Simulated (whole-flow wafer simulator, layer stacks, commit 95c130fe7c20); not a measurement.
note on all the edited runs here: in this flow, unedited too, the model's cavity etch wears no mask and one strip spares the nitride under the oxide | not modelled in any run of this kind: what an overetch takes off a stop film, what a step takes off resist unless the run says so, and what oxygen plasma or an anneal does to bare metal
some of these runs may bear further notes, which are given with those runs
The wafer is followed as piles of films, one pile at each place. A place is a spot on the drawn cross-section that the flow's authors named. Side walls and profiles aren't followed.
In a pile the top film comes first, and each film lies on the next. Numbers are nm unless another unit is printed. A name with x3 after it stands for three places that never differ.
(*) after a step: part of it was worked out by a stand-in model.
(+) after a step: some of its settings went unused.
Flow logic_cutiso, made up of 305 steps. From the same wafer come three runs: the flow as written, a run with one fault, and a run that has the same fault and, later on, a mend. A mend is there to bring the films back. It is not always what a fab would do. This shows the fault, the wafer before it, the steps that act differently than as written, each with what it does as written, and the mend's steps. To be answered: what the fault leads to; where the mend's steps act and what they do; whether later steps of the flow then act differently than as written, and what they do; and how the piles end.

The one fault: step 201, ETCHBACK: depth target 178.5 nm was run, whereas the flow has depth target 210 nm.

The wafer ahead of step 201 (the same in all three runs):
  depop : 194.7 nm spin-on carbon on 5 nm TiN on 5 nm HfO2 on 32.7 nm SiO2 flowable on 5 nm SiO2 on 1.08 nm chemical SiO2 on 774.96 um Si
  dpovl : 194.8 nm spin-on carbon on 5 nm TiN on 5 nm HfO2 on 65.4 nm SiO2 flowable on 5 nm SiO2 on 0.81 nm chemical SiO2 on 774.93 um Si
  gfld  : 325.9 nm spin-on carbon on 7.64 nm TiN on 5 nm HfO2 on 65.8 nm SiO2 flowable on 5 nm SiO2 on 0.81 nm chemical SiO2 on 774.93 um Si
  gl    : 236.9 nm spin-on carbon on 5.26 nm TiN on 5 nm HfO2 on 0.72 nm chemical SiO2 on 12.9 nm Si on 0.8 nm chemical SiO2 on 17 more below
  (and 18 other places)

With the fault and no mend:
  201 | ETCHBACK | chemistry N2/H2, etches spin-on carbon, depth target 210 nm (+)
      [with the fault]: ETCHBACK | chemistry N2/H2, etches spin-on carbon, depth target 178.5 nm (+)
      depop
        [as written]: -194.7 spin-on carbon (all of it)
        [with the fault]: -178.5 spin-on carbon
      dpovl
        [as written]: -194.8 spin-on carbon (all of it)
        [with the fault]: -178.5 spin-on carbon
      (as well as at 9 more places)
  Steps later in the flow that act otherwise than as written (1 other step is not shown; it differs only slightly, by no more than 2% or 0.5 nm, whichever is larger):
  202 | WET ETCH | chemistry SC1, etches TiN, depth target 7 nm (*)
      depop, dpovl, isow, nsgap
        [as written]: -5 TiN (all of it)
        [with the fault]: -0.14 spin-on carbon
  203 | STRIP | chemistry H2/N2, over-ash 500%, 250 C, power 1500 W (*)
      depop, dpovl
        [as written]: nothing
        [with the fault]: -16.1 spin-on carbon (all of it)
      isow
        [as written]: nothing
        [with the fault]: -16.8 spin-on carbon (all of it)
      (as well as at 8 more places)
  By the end, the piles at depop, dpovl, isow, nsgap depart from the flow's by more than 2% or 0.5 nm, whichever is larger.
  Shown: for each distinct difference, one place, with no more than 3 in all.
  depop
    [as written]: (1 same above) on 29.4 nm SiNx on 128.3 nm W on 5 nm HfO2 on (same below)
    [with the fault]: (1 same above) on 29.4 nm SiNx on 123.3 nm W on 5 nm TiN on 5 nm HfO2 on (same below)

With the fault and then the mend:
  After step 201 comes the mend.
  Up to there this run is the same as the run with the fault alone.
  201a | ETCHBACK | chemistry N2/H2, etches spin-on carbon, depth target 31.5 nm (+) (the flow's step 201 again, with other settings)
      gfld, gl, glp, gxf, gxn, gxp, tap
        -31.5 spin-on carbon
      depop
        -16.2 spin-on carbon (all of it)
      dpovl
        -16.3 spin-on carbon (all of it)
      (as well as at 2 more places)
  Every later step of the flow that is run acts as written at every place that is followed.
  By the end, the piles equal the flow's at every place that both follow.
